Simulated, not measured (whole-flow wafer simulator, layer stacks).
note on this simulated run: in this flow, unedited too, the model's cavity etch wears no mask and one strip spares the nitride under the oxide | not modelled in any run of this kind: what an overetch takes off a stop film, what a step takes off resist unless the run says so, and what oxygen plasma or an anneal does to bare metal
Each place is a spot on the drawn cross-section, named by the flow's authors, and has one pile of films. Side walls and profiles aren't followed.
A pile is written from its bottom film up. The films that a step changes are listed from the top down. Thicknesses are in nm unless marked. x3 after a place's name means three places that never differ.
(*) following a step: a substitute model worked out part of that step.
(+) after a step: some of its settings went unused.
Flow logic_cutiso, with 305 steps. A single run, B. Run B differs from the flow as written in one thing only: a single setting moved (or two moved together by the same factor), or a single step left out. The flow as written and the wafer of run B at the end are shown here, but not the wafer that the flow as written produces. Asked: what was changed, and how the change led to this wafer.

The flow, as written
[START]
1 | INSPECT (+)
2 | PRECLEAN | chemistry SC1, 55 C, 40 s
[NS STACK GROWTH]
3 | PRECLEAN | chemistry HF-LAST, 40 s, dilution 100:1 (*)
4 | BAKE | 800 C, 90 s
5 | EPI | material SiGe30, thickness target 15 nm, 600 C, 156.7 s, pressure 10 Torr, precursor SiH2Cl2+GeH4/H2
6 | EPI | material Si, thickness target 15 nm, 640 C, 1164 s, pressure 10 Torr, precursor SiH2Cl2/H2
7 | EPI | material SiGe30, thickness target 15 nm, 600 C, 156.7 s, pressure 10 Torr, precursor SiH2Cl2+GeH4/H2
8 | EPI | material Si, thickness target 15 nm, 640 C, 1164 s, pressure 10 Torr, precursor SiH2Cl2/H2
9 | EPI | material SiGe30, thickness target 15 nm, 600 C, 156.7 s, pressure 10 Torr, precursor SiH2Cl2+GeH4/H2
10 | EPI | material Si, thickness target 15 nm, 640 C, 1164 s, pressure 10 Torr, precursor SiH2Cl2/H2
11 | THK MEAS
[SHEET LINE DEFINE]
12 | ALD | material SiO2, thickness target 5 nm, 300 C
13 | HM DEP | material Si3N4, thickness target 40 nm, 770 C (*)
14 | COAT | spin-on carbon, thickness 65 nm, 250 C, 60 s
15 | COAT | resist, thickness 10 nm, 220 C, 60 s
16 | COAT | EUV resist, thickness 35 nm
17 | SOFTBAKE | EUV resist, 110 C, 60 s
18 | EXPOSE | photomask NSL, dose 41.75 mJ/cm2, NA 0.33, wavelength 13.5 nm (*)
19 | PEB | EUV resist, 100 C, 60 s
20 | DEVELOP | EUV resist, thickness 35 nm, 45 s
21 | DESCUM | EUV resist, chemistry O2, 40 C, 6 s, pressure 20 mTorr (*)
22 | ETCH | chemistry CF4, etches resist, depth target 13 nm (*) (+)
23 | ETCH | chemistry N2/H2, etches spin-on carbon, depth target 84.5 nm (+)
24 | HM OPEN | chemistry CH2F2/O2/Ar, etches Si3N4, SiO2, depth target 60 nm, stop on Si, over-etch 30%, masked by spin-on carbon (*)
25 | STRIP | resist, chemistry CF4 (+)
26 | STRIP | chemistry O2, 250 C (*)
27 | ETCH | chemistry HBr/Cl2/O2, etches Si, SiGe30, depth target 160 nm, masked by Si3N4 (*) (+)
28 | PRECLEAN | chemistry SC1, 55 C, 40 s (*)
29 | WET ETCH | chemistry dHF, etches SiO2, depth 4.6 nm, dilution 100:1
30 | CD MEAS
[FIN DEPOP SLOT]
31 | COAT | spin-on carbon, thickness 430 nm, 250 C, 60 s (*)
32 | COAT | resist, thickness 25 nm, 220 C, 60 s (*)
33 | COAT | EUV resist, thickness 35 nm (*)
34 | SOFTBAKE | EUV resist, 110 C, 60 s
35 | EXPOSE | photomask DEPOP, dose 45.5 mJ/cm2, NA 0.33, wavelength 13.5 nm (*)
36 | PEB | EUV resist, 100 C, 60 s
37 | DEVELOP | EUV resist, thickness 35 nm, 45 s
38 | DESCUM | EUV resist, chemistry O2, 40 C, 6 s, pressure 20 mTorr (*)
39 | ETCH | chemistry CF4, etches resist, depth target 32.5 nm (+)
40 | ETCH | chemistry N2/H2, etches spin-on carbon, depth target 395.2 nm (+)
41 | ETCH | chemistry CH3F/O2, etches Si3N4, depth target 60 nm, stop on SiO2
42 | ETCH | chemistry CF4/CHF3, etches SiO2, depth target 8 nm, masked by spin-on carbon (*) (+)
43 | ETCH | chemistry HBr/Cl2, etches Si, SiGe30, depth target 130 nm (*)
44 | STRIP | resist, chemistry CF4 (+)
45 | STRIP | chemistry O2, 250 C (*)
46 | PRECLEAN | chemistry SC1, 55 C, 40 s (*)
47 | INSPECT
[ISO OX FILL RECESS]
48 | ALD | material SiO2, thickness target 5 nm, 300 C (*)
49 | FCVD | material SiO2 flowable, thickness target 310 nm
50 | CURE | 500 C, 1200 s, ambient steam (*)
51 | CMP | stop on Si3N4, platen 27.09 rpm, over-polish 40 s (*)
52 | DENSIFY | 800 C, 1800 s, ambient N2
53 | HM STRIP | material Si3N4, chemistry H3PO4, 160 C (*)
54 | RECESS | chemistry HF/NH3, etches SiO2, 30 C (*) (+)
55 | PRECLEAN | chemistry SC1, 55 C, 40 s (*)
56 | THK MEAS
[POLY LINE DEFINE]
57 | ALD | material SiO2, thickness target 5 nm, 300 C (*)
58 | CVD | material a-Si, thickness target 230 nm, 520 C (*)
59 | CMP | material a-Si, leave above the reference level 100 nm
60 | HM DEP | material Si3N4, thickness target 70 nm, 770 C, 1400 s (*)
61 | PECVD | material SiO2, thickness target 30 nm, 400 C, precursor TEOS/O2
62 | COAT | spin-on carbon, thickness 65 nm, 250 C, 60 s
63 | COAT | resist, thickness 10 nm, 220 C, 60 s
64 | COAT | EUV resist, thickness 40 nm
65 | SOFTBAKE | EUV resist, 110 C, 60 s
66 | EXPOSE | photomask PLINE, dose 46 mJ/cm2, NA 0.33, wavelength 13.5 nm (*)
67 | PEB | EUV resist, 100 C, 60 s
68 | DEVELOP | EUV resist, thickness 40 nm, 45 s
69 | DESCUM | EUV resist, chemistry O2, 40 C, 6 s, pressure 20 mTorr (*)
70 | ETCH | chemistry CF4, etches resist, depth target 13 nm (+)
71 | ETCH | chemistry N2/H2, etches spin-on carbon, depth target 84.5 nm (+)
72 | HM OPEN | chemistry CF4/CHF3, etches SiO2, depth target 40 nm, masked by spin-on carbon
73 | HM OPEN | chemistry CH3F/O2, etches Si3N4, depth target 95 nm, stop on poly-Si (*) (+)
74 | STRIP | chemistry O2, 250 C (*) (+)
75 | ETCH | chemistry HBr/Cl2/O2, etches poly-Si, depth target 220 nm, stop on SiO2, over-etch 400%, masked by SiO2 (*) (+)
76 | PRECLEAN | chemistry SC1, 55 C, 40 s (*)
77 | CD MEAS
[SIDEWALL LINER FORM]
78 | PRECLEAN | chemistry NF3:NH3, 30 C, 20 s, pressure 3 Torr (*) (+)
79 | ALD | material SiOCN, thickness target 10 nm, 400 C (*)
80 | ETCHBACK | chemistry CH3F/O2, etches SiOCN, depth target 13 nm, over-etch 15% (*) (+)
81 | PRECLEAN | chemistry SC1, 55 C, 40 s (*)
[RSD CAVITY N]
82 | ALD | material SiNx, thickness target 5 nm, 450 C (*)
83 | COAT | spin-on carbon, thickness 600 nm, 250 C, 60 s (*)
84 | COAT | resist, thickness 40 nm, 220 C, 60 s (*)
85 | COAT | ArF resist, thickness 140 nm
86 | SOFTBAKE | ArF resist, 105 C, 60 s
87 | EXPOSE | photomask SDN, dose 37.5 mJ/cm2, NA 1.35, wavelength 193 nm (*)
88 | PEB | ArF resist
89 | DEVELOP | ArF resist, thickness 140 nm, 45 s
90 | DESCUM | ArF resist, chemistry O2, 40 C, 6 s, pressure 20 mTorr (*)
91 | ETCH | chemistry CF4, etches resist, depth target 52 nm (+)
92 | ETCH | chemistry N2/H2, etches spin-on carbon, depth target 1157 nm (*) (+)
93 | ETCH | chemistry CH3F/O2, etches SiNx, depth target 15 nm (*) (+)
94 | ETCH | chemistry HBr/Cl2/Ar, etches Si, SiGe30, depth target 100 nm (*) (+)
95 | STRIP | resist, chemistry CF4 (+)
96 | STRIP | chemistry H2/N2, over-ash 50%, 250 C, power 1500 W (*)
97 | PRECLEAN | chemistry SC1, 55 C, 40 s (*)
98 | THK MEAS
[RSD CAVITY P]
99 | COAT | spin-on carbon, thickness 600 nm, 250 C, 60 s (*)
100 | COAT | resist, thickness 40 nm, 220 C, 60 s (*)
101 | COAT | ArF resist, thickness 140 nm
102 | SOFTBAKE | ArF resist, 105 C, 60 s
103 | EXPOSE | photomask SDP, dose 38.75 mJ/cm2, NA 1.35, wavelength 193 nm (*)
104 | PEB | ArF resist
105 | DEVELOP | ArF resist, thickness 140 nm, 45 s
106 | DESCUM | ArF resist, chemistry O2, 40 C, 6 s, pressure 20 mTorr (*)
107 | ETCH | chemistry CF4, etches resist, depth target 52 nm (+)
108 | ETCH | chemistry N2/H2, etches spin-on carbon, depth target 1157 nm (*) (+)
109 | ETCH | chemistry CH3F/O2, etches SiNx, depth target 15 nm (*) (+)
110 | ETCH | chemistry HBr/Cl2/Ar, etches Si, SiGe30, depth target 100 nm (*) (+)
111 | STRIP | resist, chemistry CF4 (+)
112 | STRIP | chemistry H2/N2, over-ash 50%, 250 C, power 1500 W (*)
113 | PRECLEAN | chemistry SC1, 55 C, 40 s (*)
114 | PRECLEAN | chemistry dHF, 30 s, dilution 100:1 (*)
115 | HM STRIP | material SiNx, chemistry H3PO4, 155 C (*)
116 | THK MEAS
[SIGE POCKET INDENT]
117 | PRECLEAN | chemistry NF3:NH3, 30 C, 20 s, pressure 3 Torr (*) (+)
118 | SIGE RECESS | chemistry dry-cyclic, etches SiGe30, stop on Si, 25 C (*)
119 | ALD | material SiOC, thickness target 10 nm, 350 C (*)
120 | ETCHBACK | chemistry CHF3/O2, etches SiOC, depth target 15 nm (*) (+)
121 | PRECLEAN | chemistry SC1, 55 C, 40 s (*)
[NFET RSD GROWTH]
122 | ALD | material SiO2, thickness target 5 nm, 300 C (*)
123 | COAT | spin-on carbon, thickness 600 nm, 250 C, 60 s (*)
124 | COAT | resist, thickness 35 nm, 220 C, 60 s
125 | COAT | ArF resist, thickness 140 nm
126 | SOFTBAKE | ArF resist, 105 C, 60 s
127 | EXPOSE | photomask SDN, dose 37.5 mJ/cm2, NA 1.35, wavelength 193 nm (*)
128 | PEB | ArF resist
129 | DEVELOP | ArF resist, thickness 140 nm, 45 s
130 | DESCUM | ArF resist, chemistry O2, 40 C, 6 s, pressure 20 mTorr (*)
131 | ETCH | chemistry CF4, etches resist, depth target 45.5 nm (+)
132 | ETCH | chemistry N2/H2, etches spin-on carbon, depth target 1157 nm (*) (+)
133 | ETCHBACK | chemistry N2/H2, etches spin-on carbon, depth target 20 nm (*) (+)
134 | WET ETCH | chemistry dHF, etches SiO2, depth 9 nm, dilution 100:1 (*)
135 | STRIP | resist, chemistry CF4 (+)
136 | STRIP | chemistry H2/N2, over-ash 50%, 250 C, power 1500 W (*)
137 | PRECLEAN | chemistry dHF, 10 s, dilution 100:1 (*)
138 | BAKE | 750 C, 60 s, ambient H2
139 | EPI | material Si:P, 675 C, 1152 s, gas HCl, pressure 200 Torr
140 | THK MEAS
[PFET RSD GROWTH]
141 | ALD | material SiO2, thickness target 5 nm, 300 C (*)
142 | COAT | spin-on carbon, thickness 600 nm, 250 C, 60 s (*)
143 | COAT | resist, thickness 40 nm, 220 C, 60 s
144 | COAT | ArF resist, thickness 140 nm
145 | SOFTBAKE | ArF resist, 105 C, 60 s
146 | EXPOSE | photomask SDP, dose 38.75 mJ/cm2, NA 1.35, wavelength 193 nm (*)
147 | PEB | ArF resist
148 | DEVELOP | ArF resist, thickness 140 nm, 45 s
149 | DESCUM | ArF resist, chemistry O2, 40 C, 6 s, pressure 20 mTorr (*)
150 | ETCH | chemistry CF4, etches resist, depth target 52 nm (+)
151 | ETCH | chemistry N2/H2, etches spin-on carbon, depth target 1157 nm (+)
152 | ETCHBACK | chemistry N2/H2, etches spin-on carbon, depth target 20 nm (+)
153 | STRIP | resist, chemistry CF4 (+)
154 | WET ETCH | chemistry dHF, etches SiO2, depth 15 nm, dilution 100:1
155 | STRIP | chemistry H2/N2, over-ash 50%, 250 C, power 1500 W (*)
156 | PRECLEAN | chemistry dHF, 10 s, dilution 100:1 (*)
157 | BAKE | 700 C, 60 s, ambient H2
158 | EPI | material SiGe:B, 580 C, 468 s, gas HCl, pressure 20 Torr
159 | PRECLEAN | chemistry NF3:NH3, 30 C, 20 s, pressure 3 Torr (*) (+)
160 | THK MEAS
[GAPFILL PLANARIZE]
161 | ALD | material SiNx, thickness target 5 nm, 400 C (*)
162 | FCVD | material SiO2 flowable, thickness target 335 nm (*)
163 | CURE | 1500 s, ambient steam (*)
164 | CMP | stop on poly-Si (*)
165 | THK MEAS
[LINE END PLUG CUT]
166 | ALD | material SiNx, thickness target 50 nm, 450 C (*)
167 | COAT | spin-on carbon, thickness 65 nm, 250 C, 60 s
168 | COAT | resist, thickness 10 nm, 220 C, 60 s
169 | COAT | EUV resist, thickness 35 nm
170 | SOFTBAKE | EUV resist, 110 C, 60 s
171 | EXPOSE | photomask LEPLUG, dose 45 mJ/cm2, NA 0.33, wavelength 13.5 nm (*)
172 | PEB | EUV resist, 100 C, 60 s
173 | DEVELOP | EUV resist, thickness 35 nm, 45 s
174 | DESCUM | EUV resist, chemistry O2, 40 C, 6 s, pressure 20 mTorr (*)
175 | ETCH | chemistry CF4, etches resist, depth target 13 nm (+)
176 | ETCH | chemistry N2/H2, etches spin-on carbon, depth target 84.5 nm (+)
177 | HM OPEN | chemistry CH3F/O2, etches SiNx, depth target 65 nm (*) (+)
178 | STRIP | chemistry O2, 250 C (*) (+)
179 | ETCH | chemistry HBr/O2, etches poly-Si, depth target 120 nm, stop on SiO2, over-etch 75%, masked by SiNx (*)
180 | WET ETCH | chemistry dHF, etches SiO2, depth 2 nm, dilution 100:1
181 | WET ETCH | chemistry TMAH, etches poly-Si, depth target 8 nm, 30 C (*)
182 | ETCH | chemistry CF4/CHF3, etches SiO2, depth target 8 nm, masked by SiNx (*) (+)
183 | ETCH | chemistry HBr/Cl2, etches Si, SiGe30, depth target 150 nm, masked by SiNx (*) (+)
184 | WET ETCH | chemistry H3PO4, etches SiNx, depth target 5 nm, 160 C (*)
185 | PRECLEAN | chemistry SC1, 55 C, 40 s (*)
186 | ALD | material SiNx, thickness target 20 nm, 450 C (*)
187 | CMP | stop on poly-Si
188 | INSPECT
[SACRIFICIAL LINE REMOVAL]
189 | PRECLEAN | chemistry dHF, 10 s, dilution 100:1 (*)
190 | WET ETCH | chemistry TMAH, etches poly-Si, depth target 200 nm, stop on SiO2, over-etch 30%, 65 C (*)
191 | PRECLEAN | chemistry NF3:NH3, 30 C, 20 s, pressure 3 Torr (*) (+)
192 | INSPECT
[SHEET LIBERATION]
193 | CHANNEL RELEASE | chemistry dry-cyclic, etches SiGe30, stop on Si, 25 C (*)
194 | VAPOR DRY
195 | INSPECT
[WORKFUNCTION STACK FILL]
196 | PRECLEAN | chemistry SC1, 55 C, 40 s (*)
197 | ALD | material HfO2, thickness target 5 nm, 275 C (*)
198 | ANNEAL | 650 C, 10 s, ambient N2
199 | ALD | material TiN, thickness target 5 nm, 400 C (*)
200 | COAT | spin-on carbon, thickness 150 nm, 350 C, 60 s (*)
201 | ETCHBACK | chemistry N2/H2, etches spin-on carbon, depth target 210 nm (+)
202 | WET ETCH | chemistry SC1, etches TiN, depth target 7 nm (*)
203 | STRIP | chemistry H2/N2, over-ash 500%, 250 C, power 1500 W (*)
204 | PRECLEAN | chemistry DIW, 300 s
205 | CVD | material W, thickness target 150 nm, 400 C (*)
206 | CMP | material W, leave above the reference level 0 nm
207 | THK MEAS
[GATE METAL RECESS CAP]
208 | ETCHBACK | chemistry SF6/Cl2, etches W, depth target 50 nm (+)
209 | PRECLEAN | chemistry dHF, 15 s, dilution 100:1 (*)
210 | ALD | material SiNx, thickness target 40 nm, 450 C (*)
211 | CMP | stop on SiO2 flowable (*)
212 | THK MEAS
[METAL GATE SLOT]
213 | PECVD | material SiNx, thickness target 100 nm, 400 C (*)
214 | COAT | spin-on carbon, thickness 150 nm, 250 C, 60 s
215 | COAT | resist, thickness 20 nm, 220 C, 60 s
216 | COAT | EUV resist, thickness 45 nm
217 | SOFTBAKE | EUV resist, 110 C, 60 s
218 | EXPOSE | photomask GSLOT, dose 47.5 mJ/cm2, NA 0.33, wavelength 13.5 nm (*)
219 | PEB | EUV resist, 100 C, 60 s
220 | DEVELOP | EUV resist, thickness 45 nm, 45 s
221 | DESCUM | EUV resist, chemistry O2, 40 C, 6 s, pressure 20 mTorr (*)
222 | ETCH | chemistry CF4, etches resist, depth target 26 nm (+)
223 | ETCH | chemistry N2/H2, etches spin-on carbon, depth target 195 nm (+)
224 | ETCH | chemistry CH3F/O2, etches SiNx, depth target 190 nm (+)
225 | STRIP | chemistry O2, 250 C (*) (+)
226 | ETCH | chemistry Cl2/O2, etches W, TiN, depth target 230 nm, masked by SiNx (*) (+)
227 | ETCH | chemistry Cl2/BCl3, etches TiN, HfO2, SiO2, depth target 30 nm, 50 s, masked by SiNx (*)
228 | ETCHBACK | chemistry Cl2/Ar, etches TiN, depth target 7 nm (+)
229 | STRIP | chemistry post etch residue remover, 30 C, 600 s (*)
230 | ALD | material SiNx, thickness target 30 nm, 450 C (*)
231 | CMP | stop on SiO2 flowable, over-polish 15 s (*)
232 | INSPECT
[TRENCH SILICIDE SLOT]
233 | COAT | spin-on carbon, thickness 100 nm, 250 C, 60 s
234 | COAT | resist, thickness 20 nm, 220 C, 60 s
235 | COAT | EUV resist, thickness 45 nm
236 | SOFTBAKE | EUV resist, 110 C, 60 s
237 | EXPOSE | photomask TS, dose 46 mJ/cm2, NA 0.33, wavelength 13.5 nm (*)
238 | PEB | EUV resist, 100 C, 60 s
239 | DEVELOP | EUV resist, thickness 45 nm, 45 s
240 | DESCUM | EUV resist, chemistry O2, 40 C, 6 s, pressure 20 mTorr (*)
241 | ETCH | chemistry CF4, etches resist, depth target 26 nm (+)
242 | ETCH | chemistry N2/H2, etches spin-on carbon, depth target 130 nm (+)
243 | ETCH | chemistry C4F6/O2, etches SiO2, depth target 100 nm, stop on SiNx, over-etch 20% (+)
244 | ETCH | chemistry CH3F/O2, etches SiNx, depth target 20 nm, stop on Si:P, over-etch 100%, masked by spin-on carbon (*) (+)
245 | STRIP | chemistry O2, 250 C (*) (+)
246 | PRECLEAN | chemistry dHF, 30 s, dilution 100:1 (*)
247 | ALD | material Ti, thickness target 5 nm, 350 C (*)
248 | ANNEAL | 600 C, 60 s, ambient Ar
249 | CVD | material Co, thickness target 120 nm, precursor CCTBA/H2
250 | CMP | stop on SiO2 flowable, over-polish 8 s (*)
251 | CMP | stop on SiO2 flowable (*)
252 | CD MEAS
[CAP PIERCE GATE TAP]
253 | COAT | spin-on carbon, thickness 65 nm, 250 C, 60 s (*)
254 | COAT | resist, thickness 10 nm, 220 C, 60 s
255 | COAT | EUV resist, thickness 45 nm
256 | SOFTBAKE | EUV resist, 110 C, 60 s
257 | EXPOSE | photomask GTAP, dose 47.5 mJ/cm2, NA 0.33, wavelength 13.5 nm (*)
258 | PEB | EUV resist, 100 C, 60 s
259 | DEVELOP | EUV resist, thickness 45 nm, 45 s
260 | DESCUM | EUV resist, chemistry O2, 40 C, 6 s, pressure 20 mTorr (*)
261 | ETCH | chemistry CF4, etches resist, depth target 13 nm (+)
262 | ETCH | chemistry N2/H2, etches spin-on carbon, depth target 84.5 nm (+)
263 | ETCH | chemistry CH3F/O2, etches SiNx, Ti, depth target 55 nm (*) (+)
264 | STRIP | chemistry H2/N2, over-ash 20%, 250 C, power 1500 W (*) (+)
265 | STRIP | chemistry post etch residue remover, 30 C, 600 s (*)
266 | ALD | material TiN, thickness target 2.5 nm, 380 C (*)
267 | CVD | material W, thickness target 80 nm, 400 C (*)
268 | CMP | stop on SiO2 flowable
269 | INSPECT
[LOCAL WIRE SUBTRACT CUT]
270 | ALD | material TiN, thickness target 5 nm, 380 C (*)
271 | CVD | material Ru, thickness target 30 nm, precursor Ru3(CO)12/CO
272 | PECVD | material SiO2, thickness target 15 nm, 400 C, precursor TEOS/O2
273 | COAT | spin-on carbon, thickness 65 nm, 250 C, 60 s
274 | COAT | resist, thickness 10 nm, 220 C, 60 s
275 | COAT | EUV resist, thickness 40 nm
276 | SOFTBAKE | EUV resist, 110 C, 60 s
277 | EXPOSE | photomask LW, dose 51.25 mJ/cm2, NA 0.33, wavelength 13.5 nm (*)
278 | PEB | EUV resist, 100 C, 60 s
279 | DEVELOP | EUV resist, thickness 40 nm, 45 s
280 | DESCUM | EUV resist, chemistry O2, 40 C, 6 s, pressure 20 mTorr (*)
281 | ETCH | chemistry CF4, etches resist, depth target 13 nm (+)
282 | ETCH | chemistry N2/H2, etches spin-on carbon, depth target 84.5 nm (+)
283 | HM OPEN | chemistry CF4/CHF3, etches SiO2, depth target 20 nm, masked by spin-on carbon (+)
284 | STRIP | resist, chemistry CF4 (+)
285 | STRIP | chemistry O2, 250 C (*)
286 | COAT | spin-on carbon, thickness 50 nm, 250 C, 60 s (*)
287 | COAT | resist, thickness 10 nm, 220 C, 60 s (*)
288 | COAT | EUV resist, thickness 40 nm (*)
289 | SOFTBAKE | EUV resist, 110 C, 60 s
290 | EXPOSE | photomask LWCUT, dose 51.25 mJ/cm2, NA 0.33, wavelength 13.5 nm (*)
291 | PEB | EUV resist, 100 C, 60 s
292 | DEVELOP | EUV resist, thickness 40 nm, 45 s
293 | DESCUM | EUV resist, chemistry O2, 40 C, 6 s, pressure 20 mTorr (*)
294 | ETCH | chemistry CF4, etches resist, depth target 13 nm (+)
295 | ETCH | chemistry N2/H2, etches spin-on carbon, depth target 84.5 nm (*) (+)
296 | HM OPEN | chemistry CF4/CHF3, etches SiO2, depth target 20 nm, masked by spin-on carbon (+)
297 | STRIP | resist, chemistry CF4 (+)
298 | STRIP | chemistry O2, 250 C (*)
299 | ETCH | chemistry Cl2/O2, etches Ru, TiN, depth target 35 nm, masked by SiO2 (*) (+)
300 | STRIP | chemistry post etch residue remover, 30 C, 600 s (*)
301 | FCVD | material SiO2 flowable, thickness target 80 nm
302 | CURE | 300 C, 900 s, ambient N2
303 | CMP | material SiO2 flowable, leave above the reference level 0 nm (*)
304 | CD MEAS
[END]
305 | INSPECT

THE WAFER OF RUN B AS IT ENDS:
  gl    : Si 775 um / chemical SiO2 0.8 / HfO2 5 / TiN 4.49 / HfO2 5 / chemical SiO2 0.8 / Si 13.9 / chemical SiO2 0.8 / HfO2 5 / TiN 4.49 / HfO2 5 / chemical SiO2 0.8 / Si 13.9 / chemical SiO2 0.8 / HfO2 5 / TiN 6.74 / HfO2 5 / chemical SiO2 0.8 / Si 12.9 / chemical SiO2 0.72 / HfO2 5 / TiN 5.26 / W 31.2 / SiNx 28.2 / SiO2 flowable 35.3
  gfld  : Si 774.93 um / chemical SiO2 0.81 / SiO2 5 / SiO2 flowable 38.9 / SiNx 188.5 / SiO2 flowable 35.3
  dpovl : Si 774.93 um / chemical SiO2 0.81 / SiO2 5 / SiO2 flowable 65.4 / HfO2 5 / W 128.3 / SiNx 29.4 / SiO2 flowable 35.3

Cause: step 9, EPI: thickness target 17.2 nm was run, while the flow as written has thickness target 15 nm; step 9, EPI: 180.2 s was run, where the flow has 156.7 s.

Step by step, how the change led to this:
  9 | EPI | material SiGe30, thickness target 15 nm, 600 C, 156.7 s, pressure 10 Torr, precursor SiH2Cl2+GeH4/H2
      depop, dpovl, gfld and 19 more: +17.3 SiGe30 (new film) (in the flow as written it would be: +15 SiGe30 (new film))
  27 | ETCH | chemistry HBr/Cl2/O2, etches Si, SiGe30, depth target 160 nm, masked by Si3N4 (*) (+)
      gfld, gxf, iso, lnri: -0.79 chemical SiO2 (all of it), -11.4 Si (all of it), -17.3 SiGe30 (all of it), -15 Si (all of it), -15 SiGe30 (all of it), -15 Si (all of it), -15 SiGe30 (all of it), -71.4 Si (in the flow as written it would be: -0.79 chemical SiO2 (all of it), -11.4 Si (all of it), -15 SiGe30 (all of it), -15 Si (all of it), -15 SiGe30 (all of it), -15 Si (all of it), -15 SiGe30 (all of it), -73.6 Si)
      dpovl, nsgap: -0.79 chemical SiO2 (all of it), -11.8 Si (all of it), -17.3 SiGe30 (all of it), -15 Si (all of it), -15 SiGe30 (all of it), -15 Si (all of it), -15 SiGe30 (all of it), -71 Si (in the flow as written it would be: -0.79 chemical SiO2 (all of it), -11.8 Si (all of it), -15 SiGe30 (all of it), -15 Si (all of it), -15 SiGe30 (all of it), -15 Si (all of it), -15 SiGe30 (all of it), -73.2 Si)
      (as well as at 1 more place)
  43 | ETCH | chemistry HBr/Cl2, etches Si, SiGe30, depth target 130 nm (*)
      depop: -14 Si (all of it), -17.3 SiGe30 (all of it), -15 Si (all of it), -15 SiGe30 (all of it), -15 Si (all of it), -15 SiGe30 (all of it), -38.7 Si (in the flow as written it would be: -14 Si (all of it), -15 SiGe30 (all of it), -15 Si (all of it), -15 SiGe30 (all of it), -15 Si (all of it), -15 SiGe30 (all of it), -41 Si)
  94 | ETCH | chemistry HBr/Cl2/Ar, etches Si, SiGe30, depth target 100 nm (*) (+)
      rsdn, rsdx: -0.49 chemical SiO2 (all of it), -12.8 Si (all of it), -17.3 SiGe30 (all of it), -15 Si (all of it), -15 SiGe30 (all of it), -15 Si (all of it), -15 SiGe30 (all of it), -9.91 Si (in the flow as written it would be: -0.49 chemical SiO2 (all of it), -12.8 Si (all of it), -15 SiGe30 (all of it), -15 Si (all of it), -15 SiGe30 (all of it), -15 Si (all of it), -15 SiGe30 (all of it), -12.2 Si)
  110 | ETCH | chemistry HBr/Cl2/Ar, etches Si, SiGe30, depth target 100 nm (*) (+)
      rsdp, rsdw: -0.49 chemical SiO2 (all of it), -12.8 Si (all of it), -17.3 SiGe30 (all of it), -15 Si (all of it), -15 SiGe30 (all of it), -15 Si (all of it), -15 SiGe30 (all of it), -9.91 Si (in the flow as written it would be: -0.49 chemical SiO2 (all of it), -12.8 Si (all of it), -15 SiGe30 (all of it), -15 Si (all of it), -15 SiGe30 (all of it), -15 Si (all of it), -15 SiGe30 (all of it), -12.2 Si)
  118 | SIGE RECESS | chemistry dry-cyclic, etches SiGe30, stop on Si, 25 C (*)
      lnr, lnrp, lnrt: -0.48 SiOCN, -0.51 Si, +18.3 cavity (new film), -17.3 SiGe30 (all of it), -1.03 Si, +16 cavity (new film), -15 SiGe30 (all of it), -1.03 Si, +16 cavity (new film), -15 SiGe30 (all of it), -0.51 Si (in the flow as written it would be: -0.48 SiOCN, -0.51 Si, +16 cavity (new film), -15 SiGe30 (all of it), -1.03 Si, +16 cavity (new film), -15 SiGe30 (all of it), -1.03 Si, +16 cavity (new film), -15 SiGe30 (all of it), -0.51 Si)
  119 | ALD | material SiOC, thickness target 10 nm, 350 C (*)
      lnr, lnrp, lnrt: +10 SiOC (new film), +18.3 SiOC (new film), -18.3 cavity (all of it), +16 SiOC (new film), -16 cavity (all of it), +16 SiOC (new film), -16 cavity (all of it) (in the flow as written it would be: +10 SiOC (new film), +16 SiOC (new film), -16 cavity (all of it), +16 SiOC (new film), -16 cavity (all of it), +16 SiOC (new film), -16 cavity (all of it))
  183 | ETCH | chemistry HBr/Cl2, etches Si, SiGe30, depth target 150 nm, masked by SiNx (*) (+)
      plug: -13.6 Si (all of it), -17.3 SiGe30 (all of it), -15 Si (all of it), -15 SiGe30 (all of it), -15 Si (all of it), -15 SiGe30 (all of it), -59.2 Si (in the flow as written it would be: -13.6 Si (all of it), -15 SiGe30 (all of it), -15 Si (all of it), -15 SiGe30 (all of it), -15 Si (all of it), -15 SiGe30 (all of it), -61.4 Si)
  193 | CHANNEL RELEASE | chemistry dry-cyclic, etches SiGe30, stop on Si, 25 C (*)
      gl, glp, gxn, gxp, ns, tap: +0.8 chemical SiO2 (new film), -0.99 Si, +0.8 chemical SiO2 (new film), +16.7 cavity (new film), +0.8 chemical SiO2 (new film), -17.3 SiGe30 (all of it), -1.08 Si, +0.8 chemical SiO2 (new film), +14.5 cavity (new film), +0.8 chemical SiO2 (new film), -15 SiGe30 (all of it), -1.08 Si, +0.8 chemical SiO2 (new film), +14.5 cavity (new film), +0.8 chemical SiO2 (new film), -15 SiGe30 (all of it), -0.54 Si (in the flow as written it would be: +0.8 chemical SiO2 (new film), -0.99 Si, +0.8 chemical SiO2 (new film), +14.5 cavity (new film), +0.8 chemical SiO2 (new film), -15 SiGe30 (all of it), -1.08 Si, +0.8 chemical SiO2 (new film), +14.5 cavity (new film), +0.8 chemical SiO2 (new film), -15 SiGe30 (all of it), -1.08 Si, +0.8 chemical SiO2 (new film), +14.5 cavity (new film), +0.8 chemical SiO2 (new film), -15 SiGe30 (all of it), -0.54 Si)
  199 | ALD | material TiN, thickness target 5 nm, 400 C (*)
      gl, glp, tap: +5.26 TiN (new film), +6.74 TiN (new film), -6.74 cavity (all of it), +4.49 TiN (new film), -4.49 cavity (all of it), +4.49 TiN (new film), -4.49 cavity (all of it) (in the flow as written it would be: +5.26 TiN (new film), +4.49 TiN (new film), -4.49 cavity (all of it), +4.49 TiN (new film), -4.49 cavity (all of it), +4.49 TiN (new film), -4.49 cavity (all of it))
      gxn, gxp, ns: +5 TiN (new film), +6.74 TiN (new film), -6.74 cavity (all of it), +4.49 TiN (new film), -4.49 cavity (all of it), +4.49 TiN (new film), -4.49 cavity (all of it) (in the flow as written it would be: +5 TiN (new film), +4.49 TiN (new film), -4.49 cavity (all of it), +4.49 TiN (new film), -4.49 cavity (all of it), +4.49 TiN (new film), -4.49 cavity (all of it))
